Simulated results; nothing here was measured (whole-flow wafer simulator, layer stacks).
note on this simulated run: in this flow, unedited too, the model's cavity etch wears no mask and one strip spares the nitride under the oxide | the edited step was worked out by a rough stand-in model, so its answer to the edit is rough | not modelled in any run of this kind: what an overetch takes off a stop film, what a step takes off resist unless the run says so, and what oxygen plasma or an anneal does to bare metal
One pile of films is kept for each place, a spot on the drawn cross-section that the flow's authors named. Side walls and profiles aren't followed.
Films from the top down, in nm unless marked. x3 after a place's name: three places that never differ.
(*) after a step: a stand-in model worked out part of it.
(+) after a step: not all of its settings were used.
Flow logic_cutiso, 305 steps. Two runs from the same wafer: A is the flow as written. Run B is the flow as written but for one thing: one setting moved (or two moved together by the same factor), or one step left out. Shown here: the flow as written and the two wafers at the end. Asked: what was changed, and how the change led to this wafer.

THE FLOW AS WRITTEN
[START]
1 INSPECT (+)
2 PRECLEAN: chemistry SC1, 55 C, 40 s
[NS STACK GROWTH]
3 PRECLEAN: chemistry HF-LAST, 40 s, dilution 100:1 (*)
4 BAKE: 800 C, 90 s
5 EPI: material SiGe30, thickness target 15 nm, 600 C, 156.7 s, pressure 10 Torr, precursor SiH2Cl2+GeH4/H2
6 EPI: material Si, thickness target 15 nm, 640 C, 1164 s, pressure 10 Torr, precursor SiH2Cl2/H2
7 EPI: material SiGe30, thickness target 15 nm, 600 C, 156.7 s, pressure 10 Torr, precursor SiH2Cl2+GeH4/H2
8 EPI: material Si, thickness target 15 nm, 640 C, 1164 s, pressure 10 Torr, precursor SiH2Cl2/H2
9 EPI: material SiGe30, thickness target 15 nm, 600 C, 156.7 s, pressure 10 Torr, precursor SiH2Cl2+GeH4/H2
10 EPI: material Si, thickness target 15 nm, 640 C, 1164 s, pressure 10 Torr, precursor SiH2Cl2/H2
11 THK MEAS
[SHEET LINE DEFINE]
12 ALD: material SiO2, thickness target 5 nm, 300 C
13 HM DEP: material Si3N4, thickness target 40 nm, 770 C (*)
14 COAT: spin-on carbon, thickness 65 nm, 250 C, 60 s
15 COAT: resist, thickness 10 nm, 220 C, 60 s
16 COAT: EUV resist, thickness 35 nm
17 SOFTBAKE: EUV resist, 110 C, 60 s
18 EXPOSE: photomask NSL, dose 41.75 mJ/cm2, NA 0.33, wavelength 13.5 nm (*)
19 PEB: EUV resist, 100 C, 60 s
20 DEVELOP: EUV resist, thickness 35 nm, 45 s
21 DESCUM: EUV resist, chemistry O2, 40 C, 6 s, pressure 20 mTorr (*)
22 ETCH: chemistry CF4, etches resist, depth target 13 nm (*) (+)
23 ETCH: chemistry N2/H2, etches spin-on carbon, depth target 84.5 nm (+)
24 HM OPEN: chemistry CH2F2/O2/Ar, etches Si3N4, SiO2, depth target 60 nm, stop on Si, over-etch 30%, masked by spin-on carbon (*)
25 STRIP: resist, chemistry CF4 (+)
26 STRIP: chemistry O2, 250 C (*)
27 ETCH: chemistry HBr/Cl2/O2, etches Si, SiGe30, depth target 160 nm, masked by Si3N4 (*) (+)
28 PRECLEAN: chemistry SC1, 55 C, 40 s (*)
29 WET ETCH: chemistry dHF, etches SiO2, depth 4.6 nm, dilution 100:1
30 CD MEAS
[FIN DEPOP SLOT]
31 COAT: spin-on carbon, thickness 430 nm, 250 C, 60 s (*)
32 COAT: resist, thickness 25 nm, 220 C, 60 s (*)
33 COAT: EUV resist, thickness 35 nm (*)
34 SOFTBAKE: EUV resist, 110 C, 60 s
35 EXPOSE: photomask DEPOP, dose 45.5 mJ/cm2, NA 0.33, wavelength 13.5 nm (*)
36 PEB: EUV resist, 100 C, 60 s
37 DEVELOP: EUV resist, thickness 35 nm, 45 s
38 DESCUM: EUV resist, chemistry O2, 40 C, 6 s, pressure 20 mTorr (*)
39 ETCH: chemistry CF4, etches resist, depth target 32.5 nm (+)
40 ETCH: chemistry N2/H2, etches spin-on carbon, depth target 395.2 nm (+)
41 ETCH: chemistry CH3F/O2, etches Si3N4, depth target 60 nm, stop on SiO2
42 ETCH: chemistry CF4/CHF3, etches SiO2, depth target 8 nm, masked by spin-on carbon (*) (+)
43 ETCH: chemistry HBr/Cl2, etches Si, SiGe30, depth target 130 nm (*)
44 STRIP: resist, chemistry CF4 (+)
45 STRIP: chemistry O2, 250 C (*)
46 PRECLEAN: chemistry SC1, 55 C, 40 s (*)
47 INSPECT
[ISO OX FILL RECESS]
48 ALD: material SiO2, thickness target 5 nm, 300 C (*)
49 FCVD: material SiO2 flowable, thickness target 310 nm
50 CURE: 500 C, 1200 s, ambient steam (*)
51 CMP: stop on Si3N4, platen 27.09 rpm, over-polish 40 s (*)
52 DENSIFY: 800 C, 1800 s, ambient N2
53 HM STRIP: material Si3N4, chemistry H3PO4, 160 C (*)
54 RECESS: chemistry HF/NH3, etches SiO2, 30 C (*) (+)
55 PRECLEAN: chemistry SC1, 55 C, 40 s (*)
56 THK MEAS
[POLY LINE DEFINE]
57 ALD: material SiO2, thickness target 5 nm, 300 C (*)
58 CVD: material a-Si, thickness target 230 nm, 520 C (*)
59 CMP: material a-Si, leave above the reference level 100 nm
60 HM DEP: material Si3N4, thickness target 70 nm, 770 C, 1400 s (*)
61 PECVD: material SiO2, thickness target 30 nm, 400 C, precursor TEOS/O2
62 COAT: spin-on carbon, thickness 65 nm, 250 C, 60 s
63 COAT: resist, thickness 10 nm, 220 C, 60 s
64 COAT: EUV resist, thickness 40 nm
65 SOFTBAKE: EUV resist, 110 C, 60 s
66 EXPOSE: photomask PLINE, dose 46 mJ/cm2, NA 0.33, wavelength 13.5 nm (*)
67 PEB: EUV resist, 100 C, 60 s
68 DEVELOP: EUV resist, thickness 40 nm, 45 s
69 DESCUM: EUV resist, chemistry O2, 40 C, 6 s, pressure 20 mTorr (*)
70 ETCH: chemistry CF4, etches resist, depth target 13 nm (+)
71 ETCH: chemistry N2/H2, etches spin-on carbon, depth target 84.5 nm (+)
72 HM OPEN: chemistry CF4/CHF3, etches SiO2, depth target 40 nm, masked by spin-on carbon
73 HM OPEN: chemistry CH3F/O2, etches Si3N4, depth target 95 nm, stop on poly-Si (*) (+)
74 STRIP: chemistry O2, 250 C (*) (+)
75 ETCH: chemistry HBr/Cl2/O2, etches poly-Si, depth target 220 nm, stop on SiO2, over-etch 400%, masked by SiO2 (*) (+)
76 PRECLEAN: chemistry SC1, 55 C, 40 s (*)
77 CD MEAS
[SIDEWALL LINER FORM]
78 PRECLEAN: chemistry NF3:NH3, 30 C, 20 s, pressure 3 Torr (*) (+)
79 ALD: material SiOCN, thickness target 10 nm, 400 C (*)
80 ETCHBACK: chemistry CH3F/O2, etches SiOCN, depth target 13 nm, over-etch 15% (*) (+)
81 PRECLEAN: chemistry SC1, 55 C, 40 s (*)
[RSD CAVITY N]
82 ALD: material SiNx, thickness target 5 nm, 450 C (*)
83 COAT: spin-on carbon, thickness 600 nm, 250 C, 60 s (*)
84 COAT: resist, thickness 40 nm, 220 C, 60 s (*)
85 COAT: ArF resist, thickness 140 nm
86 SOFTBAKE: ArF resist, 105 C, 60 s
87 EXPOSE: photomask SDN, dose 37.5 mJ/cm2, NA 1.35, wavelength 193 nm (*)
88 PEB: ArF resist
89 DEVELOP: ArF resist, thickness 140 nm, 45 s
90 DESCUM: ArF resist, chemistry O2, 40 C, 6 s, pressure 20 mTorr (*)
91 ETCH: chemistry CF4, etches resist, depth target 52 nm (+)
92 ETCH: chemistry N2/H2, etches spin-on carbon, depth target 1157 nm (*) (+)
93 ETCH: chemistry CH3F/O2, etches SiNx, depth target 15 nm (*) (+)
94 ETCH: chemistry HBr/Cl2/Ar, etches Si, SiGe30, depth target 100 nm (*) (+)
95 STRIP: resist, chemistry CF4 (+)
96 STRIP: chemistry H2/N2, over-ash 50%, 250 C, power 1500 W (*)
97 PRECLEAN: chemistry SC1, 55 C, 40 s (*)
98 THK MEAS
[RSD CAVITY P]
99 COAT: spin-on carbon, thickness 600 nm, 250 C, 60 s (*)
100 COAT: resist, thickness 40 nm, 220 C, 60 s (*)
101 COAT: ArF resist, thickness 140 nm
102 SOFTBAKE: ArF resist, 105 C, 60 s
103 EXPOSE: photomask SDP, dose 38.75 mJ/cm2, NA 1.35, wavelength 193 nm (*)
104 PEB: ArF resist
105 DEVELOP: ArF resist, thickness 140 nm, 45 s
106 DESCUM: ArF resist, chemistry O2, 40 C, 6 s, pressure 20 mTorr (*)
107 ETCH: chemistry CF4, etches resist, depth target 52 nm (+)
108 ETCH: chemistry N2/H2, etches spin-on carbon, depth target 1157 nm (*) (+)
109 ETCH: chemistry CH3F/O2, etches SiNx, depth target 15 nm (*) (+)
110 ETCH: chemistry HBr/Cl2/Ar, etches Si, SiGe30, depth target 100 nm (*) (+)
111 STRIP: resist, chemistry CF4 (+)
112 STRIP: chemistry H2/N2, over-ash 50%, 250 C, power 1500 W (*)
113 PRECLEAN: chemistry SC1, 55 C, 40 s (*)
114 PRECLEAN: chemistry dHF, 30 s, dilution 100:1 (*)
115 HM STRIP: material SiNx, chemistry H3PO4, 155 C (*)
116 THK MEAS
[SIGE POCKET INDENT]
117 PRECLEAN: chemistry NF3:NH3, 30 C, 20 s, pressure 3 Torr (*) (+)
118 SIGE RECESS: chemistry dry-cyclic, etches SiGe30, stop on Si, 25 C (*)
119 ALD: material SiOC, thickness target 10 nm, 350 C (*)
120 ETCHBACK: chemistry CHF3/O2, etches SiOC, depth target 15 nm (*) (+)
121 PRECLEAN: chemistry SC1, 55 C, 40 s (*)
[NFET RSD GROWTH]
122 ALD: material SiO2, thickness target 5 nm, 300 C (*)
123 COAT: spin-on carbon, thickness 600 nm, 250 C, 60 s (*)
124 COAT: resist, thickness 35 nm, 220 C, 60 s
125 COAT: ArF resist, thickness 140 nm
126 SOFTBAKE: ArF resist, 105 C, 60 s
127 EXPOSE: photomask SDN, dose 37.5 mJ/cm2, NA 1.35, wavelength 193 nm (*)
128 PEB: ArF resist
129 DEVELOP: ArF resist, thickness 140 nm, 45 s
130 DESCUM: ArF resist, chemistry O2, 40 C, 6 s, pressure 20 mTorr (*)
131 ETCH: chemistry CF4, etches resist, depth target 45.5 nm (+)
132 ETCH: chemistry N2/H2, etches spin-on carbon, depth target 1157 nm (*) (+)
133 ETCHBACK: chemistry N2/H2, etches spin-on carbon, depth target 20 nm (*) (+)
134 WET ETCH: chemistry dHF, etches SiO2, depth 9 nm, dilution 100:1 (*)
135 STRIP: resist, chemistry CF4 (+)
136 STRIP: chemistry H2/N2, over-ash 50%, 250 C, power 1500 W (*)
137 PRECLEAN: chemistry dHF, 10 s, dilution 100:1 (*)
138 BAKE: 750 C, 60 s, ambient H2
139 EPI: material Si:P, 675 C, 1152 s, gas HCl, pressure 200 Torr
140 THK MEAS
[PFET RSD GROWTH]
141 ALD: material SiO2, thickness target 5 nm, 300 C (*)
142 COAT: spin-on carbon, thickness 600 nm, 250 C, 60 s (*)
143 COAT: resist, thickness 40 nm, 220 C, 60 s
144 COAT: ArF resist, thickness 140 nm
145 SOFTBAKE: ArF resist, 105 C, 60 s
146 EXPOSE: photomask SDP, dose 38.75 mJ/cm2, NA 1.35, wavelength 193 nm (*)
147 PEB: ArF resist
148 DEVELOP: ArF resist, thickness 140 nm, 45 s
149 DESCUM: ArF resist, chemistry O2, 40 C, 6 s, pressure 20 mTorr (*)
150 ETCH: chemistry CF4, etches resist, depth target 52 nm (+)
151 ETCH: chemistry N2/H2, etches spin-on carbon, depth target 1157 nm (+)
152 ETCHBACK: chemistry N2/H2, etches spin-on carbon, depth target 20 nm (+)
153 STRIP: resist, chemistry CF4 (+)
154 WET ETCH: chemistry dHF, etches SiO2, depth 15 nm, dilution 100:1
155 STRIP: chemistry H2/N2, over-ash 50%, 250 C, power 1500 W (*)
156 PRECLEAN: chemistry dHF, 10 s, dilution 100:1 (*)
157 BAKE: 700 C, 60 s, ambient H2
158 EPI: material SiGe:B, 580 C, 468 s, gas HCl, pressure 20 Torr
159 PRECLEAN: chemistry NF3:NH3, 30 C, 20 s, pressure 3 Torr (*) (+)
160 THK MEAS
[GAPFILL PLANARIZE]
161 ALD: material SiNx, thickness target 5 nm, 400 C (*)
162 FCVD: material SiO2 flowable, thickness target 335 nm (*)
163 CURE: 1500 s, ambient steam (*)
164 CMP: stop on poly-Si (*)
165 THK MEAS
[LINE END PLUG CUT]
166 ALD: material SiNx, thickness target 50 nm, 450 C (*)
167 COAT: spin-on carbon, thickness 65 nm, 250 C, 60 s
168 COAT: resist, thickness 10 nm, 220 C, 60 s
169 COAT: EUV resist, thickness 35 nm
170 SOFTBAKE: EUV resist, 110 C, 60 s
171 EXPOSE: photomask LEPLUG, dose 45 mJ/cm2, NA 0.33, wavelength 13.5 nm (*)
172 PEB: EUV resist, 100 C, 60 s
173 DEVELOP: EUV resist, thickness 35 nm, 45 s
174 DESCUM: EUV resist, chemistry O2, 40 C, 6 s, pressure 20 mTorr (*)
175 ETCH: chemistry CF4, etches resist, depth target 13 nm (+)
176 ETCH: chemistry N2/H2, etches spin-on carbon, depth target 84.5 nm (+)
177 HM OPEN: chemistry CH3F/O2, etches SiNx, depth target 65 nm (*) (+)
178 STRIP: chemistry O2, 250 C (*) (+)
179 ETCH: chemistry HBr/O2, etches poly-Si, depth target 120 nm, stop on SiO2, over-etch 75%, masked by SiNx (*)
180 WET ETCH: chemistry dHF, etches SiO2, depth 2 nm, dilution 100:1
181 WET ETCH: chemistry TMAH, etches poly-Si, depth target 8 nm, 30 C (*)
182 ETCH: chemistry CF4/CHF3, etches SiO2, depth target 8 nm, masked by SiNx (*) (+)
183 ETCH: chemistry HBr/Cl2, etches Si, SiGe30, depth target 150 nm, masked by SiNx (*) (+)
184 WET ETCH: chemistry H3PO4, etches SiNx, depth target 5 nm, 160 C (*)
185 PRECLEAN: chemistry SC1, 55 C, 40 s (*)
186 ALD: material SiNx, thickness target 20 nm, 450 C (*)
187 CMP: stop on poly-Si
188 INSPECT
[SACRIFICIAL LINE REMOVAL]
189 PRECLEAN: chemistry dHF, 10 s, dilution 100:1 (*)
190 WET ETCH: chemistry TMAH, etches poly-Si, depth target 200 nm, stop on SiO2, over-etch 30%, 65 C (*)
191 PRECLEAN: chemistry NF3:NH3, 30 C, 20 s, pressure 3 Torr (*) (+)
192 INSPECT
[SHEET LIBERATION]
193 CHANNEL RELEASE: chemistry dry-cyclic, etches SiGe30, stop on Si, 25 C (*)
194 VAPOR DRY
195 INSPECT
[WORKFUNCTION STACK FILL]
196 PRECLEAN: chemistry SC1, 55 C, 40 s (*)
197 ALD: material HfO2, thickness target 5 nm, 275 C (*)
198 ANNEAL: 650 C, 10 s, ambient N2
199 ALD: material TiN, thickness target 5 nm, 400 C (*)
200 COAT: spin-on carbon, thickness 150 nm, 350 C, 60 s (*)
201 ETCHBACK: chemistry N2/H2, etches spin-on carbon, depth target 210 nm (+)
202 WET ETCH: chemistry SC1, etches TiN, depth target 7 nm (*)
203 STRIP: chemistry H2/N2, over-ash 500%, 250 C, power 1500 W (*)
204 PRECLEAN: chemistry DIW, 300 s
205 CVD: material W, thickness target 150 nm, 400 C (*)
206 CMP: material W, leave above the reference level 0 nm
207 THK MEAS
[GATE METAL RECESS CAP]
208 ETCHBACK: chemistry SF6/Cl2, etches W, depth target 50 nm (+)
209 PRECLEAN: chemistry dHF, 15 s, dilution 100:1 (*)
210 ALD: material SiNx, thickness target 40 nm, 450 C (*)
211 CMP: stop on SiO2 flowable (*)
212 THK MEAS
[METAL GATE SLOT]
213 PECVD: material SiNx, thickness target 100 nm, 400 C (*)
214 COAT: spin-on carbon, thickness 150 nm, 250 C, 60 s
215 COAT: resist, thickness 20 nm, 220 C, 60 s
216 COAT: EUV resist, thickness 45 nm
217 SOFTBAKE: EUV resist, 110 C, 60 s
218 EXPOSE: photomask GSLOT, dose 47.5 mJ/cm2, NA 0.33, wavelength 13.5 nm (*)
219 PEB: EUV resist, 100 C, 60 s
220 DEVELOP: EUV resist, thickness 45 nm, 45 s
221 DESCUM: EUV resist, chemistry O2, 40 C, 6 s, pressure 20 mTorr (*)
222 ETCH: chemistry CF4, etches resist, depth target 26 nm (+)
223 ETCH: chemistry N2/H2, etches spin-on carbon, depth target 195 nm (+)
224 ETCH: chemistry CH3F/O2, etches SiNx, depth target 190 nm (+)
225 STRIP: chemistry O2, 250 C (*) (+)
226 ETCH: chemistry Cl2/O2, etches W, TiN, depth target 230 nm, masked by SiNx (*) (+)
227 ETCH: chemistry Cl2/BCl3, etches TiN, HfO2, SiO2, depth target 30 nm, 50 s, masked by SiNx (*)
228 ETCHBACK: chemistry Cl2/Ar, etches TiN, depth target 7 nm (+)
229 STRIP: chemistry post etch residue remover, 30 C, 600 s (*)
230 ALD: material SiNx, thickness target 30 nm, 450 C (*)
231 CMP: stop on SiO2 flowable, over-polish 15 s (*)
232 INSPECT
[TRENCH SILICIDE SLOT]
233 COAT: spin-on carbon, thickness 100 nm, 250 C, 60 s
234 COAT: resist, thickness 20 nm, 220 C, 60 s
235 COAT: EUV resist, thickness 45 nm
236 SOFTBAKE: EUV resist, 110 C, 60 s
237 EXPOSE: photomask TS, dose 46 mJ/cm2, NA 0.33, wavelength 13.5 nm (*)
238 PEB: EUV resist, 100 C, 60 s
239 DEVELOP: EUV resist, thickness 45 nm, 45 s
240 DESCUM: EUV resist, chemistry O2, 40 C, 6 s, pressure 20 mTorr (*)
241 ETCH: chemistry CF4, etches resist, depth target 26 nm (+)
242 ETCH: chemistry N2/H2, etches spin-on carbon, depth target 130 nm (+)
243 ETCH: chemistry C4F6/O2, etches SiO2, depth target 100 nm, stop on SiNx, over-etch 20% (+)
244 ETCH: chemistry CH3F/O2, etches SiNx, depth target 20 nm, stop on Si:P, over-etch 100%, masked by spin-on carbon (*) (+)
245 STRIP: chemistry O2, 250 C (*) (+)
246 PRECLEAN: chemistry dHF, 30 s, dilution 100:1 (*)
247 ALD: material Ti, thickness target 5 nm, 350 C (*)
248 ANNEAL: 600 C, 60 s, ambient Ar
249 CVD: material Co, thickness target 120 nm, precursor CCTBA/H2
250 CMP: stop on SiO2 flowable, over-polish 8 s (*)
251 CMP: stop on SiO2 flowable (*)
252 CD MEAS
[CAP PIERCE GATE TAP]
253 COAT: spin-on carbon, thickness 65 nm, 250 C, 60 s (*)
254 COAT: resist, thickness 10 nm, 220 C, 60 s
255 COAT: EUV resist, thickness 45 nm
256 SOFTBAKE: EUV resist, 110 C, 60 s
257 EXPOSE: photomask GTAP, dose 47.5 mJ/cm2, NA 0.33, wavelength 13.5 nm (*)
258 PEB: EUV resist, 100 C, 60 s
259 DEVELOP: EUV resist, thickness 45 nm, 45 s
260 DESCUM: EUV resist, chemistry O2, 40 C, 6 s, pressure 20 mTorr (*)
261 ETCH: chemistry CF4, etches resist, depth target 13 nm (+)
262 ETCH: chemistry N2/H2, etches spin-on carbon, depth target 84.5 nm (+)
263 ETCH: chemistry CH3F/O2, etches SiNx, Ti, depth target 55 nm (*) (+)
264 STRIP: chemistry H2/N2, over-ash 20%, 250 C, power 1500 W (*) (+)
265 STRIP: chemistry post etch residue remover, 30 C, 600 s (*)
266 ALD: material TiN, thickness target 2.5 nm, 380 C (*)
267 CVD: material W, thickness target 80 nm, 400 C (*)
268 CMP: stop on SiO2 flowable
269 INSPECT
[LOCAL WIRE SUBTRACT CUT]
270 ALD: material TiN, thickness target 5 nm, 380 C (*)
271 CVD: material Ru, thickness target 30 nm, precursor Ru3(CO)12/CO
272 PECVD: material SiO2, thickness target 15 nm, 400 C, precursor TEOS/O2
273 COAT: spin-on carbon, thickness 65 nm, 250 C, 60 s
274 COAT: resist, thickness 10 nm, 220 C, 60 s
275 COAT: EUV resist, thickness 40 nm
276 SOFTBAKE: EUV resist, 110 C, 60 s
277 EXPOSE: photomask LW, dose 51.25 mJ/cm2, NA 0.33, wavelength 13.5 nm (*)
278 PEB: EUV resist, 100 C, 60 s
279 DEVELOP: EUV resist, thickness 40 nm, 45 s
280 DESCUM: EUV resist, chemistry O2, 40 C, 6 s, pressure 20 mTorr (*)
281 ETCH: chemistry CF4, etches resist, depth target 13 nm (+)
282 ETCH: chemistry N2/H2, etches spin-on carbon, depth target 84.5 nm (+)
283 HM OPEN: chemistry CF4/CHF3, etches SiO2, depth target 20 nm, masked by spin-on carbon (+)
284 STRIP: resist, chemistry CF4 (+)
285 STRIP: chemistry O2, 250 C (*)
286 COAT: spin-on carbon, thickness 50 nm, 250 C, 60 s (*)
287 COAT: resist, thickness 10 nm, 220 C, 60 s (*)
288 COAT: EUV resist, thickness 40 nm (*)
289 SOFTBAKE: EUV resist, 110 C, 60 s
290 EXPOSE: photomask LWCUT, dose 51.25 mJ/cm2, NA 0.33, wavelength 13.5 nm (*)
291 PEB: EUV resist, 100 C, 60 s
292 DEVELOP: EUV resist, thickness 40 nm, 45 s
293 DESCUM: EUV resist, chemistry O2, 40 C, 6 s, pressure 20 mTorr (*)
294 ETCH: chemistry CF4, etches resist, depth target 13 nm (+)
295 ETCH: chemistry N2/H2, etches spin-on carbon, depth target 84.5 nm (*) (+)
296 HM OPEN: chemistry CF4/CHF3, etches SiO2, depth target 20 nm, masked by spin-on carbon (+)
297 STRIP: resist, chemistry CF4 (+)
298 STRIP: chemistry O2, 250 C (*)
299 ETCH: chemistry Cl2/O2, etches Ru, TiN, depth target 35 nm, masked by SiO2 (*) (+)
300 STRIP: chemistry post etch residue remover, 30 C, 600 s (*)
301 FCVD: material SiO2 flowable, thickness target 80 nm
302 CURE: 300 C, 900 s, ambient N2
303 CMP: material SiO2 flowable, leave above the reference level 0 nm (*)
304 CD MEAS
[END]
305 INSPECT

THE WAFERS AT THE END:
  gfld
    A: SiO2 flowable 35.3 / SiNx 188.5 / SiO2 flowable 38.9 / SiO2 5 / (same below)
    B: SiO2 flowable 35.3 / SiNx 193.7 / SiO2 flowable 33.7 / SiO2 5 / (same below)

The cause: step 227, ETCH: depth target 35.2 nm was run, where the flow has depth target 30 nm; step 227, ETCH: 58.8 s was run, where the flow has 50 s.

How the change led to this, step by step:
  227 ETCH: chemistry Cl2/BCl3, etches TiN, HfO2, SiO2, depth target 30 nm, 50 s, masked by SiNx (*)
      depop, dpovl, gl and 18 more: A SiNx -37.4 | B SiNx -44
      gfld: A HfO2 -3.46 (all of it), SiO2 flowable -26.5 | B HfO2 -3.46 (all of it), SiO2 flowable -31.7
  231 CMP: stop on SiO2 flowable, over-polish 15 s (*)
      depop, dpovl, gl and 9 more: A SiNx -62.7 | B SiNx -56.1
      lnr, lnri, lnrp, lnrt: A SiNx -61 (all of it), SiOCN -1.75 | B SiNx -54.4 (all of it), SiOCN -1.75
      (and at 6 more places)
